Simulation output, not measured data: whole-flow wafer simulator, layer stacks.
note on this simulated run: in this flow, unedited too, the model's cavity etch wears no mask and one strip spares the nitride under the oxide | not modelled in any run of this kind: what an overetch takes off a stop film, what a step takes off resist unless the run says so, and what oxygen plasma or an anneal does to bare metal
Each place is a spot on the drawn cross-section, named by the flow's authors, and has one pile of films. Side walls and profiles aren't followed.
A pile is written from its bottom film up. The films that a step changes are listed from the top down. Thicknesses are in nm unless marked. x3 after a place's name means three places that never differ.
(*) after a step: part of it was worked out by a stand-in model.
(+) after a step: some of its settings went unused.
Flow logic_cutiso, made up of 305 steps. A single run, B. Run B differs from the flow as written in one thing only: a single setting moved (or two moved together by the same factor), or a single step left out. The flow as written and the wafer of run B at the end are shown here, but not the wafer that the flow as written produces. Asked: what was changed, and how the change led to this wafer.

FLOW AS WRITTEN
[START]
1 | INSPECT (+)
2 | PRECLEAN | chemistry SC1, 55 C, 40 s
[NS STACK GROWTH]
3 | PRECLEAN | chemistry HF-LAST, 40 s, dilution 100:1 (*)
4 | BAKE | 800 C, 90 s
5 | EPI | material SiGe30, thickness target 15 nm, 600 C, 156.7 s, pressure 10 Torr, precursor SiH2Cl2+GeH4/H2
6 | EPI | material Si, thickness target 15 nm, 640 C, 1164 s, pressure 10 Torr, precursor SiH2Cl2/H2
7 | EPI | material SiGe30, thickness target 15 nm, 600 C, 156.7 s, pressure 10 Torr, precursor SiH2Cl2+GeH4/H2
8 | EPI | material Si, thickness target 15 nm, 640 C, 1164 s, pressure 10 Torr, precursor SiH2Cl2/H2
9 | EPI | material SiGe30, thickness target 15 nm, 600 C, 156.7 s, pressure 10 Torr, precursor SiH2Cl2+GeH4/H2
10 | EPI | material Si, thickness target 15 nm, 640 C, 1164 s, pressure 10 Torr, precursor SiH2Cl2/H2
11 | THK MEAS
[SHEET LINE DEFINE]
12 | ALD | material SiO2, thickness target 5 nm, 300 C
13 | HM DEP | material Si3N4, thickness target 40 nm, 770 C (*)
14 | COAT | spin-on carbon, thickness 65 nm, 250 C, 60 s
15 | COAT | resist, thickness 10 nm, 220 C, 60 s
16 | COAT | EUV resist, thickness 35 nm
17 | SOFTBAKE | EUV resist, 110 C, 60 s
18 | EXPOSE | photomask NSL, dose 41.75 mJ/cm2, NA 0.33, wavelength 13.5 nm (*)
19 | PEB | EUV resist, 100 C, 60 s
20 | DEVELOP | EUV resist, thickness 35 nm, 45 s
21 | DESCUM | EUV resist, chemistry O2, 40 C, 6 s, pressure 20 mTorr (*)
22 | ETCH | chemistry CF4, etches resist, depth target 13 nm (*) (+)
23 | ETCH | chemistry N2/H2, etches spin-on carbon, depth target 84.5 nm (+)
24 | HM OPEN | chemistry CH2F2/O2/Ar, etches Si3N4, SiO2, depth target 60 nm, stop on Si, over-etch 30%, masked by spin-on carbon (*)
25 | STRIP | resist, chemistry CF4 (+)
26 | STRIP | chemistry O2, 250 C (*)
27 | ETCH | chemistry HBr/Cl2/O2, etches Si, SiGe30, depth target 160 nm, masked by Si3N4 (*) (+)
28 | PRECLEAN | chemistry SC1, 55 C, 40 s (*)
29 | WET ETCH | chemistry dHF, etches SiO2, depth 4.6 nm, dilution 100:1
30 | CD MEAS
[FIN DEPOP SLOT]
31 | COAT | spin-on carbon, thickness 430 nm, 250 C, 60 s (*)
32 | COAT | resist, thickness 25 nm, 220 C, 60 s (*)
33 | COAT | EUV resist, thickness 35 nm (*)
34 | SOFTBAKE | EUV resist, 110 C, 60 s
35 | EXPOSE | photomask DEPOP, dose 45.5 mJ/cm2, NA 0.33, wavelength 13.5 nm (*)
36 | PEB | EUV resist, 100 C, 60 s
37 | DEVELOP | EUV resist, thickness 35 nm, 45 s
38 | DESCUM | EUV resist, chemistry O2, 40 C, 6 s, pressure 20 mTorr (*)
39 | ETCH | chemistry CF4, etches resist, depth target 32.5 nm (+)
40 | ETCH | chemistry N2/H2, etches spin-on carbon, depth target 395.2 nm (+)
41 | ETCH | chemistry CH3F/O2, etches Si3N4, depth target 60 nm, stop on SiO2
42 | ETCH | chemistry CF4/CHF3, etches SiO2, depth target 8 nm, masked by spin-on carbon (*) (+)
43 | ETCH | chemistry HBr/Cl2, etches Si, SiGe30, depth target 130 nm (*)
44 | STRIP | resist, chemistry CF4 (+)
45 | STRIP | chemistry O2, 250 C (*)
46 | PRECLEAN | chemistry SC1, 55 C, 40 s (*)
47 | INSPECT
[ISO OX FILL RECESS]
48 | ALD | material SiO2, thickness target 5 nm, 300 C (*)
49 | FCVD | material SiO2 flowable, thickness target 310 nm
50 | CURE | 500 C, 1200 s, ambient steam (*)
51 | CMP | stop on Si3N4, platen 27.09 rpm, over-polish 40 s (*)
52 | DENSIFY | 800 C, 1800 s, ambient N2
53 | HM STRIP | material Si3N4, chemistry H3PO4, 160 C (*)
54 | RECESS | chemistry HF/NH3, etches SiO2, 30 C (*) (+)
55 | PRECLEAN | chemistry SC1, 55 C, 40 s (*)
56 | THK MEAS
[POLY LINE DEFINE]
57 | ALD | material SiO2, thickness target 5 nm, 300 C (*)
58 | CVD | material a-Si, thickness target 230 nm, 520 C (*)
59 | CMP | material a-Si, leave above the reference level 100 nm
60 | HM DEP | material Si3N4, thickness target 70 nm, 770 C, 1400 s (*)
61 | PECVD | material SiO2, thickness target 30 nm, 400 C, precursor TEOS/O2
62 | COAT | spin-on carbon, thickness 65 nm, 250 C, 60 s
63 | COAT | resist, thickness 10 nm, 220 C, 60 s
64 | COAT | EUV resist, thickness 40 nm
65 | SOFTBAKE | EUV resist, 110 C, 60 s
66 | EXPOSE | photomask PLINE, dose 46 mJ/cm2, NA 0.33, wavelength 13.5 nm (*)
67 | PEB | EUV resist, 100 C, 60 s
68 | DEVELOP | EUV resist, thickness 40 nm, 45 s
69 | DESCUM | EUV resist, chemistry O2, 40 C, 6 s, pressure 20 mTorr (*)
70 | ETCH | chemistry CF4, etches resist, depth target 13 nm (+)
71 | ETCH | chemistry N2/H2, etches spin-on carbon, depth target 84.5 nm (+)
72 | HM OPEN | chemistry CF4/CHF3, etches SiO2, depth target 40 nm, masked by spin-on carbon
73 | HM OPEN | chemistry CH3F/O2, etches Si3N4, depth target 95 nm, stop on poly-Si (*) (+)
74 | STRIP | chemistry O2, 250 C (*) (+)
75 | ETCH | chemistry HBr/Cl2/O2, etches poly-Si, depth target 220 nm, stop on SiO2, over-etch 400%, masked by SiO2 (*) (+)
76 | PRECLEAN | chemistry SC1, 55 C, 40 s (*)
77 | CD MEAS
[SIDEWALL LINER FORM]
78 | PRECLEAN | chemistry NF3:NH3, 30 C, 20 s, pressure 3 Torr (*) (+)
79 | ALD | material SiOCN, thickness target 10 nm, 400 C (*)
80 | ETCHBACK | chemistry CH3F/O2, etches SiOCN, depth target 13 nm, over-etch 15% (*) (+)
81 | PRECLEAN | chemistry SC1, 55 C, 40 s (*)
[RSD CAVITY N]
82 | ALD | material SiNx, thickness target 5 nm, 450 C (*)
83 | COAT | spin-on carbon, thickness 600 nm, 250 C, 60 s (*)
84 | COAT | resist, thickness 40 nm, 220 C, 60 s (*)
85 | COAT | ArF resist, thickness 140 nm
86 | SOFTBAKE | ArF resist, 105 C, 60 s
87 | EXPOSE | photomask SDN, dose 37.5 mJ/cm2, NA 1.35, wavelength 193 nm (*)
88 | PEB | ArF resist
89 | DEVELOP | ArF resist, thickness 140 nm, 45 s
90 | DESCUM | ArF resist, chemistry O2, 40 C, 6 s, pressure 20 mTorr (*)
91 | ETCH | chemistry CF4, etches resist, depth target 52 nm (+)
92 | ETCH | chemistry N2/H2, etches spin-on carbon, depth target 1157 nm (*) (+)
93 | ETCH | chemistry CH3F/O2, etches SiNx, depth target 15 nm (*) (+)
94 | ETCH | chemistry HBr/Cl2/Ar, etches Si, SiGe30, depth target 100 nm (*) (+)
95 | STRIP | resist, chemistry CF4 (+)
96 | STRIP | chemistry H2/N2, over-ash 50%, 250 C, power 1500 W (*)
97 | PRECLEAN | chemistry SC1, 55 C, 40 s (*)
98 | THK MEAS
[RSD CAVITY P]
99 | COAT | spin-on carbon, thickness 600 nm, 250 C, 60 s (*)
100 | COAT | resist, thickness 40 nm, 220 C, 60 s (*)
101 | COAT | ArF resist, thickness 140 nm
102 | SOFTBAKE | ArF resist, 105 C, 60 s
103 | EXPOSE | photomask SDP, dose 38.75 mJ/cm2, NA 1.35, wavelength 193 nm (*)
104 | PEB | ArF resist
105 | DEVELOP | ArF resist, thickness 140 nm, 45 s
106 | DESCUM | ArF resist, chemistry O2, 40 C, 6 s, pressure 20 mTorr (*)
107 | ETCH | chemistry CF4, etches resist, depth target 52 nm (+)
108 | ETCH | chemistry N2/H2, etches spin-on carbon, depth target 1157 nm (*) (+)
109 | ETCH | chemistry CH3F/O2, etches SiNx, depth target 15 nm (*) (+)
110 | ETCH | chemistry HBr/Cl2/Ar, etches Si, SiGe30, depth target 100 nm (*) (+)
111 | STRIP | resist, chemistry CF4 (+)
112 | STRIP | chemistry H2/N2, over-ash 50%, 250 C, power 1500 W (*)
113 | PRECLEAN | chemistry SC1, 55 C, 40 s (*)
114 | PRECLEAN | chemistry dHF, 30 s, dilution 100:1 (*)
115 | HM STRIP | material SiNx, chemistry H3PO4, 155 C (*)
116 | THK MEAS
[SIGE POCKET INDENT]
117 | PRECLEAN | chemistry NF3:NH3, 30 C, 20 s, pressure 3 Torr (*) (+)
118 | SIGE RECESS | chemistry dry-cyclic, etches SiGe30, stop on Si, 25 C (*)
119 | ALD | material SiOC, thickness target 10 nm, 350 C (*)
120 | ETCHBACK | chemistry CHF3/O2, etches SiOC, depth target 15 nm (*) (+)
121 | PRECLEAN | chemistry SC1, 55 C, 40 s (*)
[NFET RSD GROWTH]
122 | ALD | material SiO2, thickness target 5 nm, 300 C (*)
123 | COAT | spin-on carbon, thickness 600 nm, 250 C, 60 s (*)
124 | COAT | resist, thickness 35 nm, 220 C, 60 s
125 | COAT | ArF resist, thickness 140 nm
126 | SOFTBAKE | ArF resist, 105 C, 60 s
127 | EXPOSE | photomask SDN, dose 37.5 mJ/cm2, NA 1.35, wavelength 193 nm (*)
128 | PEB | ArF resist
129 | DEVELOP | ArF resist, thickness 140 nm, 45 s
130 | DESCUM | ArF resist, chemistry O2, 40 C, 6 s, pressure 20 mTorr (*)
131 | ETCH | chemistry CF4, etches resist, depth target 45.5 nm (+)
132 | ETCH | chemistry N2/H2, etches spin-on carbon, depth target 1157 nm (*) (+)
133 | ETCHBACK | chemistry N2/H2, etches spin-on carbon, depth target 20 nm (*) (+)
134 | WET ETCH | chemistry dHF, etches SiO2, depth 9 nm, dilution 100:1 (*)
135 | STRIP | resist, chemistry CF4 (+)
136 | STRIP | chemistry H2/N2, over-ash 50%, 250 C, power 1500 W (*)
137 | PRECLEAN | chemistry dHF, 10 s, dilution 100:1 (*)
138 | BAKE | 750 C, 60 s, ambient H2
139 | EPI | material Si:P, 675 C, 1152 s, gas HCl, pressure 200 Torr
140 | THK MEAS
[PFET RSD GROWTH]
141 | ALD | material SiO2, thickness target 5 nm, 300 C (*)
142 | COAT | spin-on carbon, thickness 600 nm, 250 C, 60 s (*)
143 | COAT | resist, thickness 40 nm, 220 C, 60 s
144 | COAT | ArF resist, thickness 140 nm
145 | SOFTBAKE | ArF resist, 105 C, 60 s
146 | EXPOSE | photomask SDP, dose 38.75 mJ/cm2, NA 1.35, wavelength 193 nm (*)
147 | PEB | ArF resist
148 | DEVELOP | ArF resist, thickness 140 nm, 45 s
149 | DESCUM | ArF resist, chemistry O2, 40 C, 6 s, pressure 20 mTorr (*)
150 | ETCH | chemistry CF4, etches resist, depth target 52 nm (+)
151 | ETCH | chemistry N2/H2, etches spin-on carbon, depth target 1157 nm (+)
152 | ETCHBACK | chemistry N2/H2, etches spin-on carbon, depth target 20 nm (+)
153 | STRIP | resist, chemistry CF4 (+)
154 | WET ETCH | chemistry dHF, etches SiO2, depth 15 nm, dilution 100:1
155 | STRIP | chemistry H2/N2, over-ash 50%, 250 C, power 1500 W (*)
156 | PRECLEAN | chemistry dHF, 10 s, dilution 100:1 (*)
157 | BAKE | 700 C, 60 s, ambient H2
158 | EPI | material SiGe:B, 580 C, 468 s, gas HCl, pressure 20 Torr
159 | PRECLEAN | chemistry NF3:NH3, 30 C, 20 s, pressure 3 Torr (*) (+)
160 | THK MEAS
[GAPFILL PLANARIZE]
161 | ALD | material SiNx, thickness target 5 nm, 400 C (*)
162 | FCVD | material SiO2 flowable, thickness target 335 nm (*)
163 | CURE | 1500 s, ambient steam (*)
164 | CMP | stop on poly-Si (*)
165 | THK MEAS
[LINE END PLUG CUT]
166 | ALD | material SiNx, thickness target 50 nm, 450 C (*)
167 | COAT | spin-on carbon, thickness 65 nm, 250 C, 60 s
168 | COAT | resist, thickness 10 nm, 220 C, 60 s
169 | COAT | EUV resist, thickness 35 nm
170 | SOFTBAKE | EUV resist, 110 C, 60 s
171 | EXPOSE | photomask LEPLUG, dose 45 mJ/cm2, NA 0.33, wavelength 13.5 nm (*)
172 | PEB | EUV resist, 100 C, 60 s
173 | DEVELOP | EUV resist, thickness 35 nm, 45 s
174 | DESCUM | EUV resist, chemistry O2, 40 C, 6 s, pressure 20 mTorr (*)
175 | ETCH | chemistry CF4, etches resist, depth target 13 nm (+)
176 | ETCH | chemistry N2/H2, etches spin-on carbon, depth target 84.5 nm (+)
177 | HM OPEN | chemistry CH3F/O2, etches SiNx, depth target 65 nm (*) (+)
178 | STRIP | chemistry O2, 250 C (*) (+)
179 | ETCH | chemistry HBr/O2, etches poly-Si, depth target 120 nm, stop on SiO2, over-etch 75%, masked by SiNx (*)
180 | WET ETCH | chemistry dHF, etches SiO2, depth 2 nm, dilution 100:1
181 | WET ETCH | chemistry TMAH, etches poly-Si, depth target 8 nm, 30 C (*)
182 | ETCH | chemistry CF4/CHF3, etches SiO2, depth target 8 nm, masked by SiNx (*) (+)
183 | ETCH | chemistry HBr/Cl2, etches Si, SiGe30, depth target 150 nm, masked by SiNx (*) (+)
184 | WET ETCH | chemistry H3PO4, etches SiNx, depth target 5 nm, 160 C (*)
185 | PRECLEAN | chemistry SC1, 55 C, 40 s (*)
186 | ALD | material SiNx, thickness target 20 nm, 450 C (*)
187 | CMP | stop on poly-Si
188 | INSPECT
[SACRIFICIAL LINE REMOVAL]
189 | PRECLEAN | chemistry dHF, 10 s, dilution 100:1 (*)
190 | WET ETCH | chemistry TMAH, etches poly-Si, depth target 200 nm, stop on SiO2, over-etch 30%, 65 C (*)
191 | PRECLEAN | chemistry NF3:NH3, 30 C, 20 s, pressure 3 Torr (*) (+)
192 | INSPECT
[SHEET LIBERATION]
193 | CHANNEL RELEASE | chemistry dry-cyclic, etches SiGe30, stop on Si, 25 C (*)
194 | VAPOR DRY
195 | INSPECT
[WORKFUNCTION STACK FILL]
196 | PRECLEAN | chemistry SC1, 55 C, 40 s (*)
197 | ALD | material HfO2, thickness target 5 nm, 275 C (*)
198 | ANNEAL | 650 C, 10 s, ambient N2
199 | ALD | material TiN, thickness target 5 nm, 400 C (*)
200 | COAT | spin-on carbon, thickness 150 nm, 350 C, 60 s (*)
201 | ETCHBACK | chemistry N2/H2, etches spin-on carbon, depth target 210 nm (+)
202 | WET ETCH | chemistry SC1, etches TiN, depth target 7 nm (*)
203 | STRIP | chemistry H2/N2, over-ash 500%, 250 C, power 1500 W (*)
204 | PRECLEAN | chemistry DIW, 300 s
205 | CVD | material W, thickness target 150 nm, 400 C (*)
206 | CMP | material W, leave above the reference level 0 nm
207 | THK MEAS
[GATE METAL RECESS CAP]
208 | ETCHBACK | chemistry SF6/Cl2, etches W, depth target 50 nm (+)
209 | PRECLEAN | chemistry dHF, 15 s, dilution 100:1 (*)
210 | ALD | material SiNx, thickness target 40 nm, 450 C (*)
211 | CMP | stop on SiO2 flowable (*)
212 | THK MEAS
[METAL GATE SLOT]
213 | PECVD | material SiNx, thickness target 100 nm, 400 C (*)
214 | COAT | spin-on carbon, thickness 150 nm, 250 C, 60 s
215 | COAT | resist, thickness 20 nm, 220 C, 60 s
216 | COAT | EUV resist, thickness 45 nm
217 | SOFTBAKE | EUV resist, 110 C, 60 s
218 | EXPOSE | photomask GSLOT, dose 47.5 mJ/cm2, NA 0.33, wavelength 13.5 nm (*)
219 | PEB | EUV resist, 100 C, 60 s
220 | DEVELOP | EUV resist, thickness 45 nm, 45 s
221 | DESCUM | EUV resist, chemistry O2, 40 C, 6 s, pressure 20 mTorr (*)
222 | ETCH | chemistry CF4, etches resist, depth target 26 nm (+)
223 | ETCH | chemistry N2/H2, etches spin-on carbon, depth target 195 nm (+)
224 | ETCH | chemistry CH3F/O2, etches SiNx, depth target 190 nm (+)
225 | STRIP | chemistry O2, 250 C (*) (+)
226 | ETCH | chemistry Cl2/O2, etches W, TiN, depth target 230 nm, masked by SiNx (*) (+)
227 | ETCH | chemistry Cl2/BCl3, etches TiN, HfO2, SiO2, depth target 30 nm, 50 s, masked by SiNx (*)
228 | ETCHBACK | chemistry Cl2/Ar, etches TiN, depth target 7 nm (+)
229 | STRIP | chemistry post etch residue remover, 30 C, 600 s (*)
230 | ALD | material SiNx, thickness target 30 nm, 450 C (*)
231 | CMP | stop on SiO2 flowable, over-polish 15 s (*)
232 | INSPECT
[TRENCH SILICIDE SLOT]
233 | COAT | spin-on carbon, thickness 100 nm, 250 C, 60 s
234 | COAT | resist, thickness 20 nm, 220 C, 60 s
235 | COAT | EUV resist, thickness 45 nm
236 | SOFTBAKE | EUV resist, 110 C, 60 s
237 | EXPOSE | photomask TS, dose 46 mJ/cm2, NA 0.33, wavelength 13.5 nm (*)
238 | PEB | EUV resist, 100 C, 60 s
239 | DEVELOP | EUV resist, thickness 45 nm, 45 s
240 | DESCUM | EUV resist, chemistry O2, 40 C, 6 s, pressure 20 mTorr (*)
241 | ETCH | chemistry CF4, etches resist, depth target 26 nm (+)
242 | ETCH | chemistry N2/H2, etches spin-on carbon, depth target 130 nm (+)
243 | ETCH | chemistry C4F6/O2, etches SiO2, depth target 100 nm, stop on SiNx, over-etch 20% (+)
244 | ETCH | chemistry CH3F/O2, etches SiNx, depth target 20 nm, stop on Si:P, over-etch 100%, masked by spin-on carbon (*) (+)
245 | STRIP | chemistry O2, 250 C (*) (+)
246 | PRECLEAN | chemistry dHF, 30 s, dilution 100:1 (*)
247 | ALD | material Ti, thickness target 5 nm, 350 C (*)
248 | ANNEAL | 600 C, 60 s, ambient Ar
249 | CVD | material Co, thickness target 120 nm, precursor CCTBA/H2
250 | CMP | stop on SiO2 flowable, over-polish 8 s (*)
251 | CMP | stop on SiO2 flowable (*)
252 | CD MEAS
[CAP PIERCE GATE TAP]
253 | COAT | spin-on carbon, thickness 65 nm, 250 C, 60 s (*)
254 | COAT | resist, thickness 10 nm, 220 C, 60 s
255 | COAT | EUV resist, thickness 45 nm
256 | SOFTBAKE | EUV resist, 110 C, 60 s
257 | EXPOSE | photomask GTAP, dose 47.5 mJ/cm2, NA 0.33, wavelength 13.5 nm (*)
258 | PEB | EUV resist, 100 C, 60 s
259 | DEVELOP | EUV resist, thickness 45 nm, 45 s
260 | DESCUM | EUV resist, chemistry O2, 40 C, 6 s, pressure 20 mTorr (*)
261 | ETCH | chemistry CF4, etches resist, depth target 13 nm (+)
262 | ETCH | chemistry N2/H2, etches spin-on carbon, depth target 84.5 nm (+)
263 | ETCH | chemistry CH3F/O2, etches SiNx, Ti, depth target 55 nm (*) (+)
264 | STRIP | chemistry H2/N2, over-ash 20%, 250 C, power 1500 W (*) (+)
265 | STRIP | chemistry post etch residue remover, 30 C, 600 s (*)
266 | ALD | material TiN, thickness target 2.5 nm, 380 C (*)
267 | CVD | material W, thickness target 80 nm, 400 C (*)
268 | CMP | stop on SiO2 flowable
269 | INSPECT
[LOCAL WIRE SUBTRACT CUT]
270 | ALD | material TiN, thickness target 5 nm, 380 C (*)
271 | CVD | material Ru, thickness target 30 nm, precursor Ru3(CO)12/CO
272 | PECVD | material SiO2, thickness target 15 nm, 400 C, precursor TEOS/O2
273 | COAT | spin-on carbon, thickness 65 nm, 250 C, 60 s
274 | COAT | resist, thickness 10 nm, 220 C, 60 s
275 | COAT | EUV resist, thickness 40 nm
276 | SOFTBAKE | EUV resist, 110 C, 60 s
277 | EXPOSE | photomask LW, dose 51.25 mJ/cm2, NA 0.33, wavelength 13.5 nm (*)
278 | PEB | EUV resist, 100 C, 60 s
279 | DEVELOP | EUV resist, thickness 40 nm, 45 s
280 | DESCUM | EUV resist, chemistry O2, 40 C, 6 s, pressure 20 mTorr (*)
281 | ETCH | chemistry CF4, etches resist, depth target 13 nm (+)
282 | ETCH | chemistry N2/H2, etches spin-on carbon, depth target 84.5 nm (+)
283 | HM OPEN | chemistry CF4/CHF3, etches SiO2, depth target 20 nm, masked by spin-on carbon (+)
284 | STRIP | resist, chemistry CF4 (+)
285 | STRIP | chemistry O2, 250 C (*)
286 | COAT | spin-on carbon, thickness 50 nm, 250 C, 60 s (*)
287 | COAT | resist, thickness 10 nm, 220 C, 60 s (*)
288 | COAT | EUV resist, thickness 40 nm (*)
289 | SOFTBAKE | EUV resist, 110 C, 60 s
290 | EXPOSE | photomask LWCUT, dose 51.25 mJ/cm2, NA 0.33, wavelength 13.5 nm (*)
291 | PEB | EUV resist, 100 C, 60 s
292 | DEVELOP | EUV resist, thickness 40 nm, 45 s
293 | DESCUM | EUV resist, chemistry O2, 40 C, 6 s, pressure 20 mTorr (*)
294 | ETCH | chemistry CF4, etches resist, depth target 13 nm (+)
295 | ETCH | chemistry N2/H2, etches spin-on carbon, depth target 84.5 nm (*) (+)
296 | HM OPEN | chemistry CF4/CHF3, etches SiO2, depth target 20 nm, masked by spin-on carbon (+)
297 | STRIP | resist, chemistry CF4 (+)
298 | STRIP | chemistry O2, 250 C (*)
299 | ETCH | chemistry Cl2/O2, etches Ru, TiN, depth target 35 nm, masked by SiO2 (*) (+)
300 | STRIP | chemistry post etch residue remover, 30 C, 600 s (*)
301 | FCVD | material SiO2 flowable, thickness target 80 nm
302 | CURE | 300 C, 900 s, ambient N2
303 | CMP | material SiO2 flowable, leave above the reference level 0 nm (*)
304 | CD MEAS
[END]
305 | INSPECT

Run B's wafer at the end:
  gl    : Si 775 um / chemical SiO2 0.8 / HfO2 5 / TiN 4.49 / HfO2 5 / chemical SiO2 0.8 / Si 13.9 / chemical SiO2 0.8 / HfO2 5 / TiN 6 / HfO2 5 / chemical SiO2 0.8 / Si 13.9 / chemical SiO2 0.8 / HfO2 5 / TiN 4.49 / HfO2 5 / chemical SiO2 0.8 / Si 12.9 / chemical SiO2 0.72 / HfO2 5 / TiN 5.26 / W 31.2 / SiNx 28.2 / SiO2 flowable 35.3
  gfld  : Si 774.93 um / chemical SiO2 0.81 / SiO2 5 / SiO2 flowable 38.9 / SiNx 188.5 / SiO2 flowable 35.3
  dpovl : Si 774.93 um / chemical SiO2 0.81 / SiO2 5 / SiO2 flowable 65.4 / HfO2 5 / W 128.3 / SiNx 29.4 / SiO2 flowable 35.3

Cause: step 7, EPI: thickness target 16.5 nm was run, whereas the flow has thickness target 15 nm; step 7, EPI: 172.4 s was run, where the flow has 156.7 s.

The path from the change to this, step by step:
  7 | EPI | material SiGe30, thickness target 15 nm, 600 C, 156.7 s, pressure 10 Torr, precursor SiH2Cl2+GeH4/H2
      depop, dpovl, gfld and 19 more: +16.5 SiGe30 (new film) (it would be, as written: +15 SiGe30 (new film))
  27 | ETCH | chemistry HBr/Cl2/O2, etches Si, SiGe30, depth target 160 nm, masked by Si3N4 (*) (+)
      gfld, gxf, iso, lnri: -0.79 chemical SiO2 (all of it), -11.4 Si (all of it), -15 SiGe30 (all of it), -15 Si (all of it), -16.5 SiGe30 (all of it), -15 Si (all of it), -15 SiGe30 (all of it), -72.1 Si (it would be, as written: -0.79 chemical SiO2 (all of it), -11.4 Si (all of it), -15 SiGe30 (all of it), -15 Si (all of it), -15 SiGe30 (all of it), -15 Si (all of it), -15 SiGe30 (all of it), -73.6 Si)
      dpovl, nsgap: -0.79 chemical SiO2 (all of it), -11.8 Si (all of it), -15 SiGe30 (all of it), -15 Si (all of it), -16.5 SiGe30 (all of it), -15 Si (all of it), -15 SiGe30 (all of it), -71.7 Si (it would be, as written: -0.79 chemical SiO2 (all of it), -11.8 Si (all of it), -15 SiGe30 (all of it), -15 Si (all of it), -15 SiGe30 (all of it), -15 Si (all of it), -15 SiGe30 (all of it), -73.2 Si)
      (and at 1 other place as well)
  43 | ETCH | chemistry HBr/Cl2, etches Si, SiGe30, depth target 130 nm (*)
      depop: -14 Si (all of it), -15 SiGe30 (all of it), -15 Si (all of it), -16.5 SiGe30 (all of it), -15 Si (all of it), -15 SiGe30 (all of it), -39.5 Si (it would be, as written: -14 Si (all of it), -15 SiGe30 (all of it), -15 Si (all of it), -15 SiGe30 (all of it), -15 Si (all of it), -15 SiGe30 (all of it), -41 Si)
  94 | ETCH | chemistry HBr/Cl2/Ar, etches Si, SiGe30, depth target 100 nm (*) (+)
      rsdn, rsdx: -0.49 chemical SiO2 (all of it), -12.8 Si (all of it), -15 SiGe30 (all of it), -15 Si (all of it), -16.5 SiGe30 (all of it), -15 Si (all of it), -15 SiGe30 (all of it), -10.7 Si (it would be, as written: -0.49 chemical SiO2 (all of it), -12.8 Si (all of it), -15 SiGe30 (all of it), -15 Si (all of it), -15 SiGe30 (all of it), -15 Si (all of it), -15 SiGe30 (all of it), -12.2 Si)
  110 | ETCH | chemistry HBr/Cl2/Ar, etches Si, SiGe30, depth target 100 nm (*) (+)
      rsdp, rsdw: -0.49 chemical SiO2 (all of it), -12.8 Si (all of it), -15 SiGe30 (all of it), -15 Si (all of it), -16.5 SiGe30 (all of it), -15 Si (all of it), -15 SiGe30 (all of it), -10.7 Si (it would be, as written: -0.49 chemical SiO2 (all of it), -12.8 Si (all of it), -15 SiGe30 (all of it), -15 Si (all of it), -15 SiGe30 (all of it), -15 Si (all of it), -15 SiGe30 (all of it), -12.2 Si)
  118 | SIGE RECESS | chemistry dry-cyclic, etches SiGe30, stop on Si, 25 C (*)
      lnr, lnrp, lnrt: -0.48 SiOCN, -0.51 Si, +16 cavity (new film), -15 SiGe30 (all of it), -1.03 Si, +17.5 cavity (new film), -16.5 SiGe30 (all of it), -1.03 Si, +16 cavity (new film), -15 SiGe30 (all of it), -0.51 Si (it would be, as written: -0.48 SiOCN, -0.51 Si, +16 cavity (new film), -15 SiGe30 (all of it), -1.03 Si, +16 cavity (new film), -15 SiGe30 (all of it), -1.03 Si, +16 cavity (new film), -15 SiGe30 (all of it), -0.51 Si)
  119 | ALD | material SiOC, thickness target 10 nm, 350 C (*)
      lnr, lnrp, lnrt: +10 SiOC (new film), +16 SiOC (new film), -16 cavity (all of it), +17.5 SiOC (new film), -17.5 cavity (all of it), +16 SiOC (new film), -16 cavity (all of it) (it would be, as written: +10 SiOC (new film), +16 SiOC (new film), -16 cavity (all of it), +16 SiOC (new film), -16 cavity (all of it), +16 SiOC (new film), -16 cavity (all of it))
  183 | ETCH | chemistry HBr/Cl2, etches Si, SiGe30, depth target 150 nm, masked by SiNx (*) (+)
      plug: -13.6 Si (all of it), -15 SiGe30 (all of it), -15 Si (all of it), -16.5 SiGe30 (all of it), -15 Si (all of it), -15 SiGe30 (all of it), -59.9 Si (it would be, as written: -13.6 Si (all of it), -15 SiGe30 (all of it), -15 Si (all of it), -15 SiGe30 (all of it), -15 Si (all of it), -15 SiGe30 (all of it), -61.4 Si)
  193 | CHANNEL RELEASE | chemistry dry-cyclic, etches SiGe30, stop on Si, 25 C (*)
      gl, glp, gxn, gxp, ns, tap: +0.8 chemical SiO2 (new film), -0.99 Si, +0.8 chemical SiO2 (new film), +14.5 cavity (new film), +0.8 chemical SiO2 (new film), -15 SiGe30 (all of it), -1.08 Si, +0.8 chemical SiO2 (new film), +16 cavity (new film), +0.8 chemical SiO2 (new film), -16.5 SiGe30 (all of it), -1.08 Si, +0.8 chemical SiO2 (new film), +14.5 cavity (new film), +0.8 chemical SiO2 (new film), -15 SiGe30 (all of it), -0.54 Si (it would be, as written: +0.8 chemical SiO2 (new film), -0.99 Si, +0.8 chemical SiO2 (new film), +14.5 cavity (new film), +0.8 chemical SiO2 (new film), -15 SiGe30 (all of it), -1.08 Si, +0.8 chemical SiO2 (new film), +14.5 cavity (new film), +0.8 chemical SiO2 (new film), -15 SiGe30 (all of it), -1.08 Si, +0.8 chemical SiO2 (new film), +14.5 cavity (new film), +0.8 chemical SiO2 (new film), -15 SiGe30 (all of it), -0.54 Si)
  199 | ALD | material TiN, thickness target 5 nm, 400 C (*)
      gl, glp, tap: +5.26 TiN (new film), +4.49 TiN (new film), -4.49 cavity (all of it), +6 TiN (new film), -6 cavity (all of it), +4.49 TiN (new film), -4.49 cavity (all of it) (it would be, as written: +5.26 TiN (new film), +4.49 TiN (new film), -4.49 cavity (all of it), +4.49 TiN (new film), -4.49 cavity (all of it), +4.49 TiN (new film), -4.49 cavity (all of it))
      gxn, gxp, ns: +5 TiN (new film), +4.49 TiN (new film), -4.49 cavity (all of it), +6 TiN (new film), -6 cavity (all of it), +4.49 TiN (new film), -4.49 cavity (all of it) (it would be, as written: +5 TiN (new film), +4.49 TiN (new film), -4.49 cavity (all of it), +4.49 TiN (new film), -4.49 cavity (all of it), +4.49 TiN (new film), -4.49 cavity (all of it))
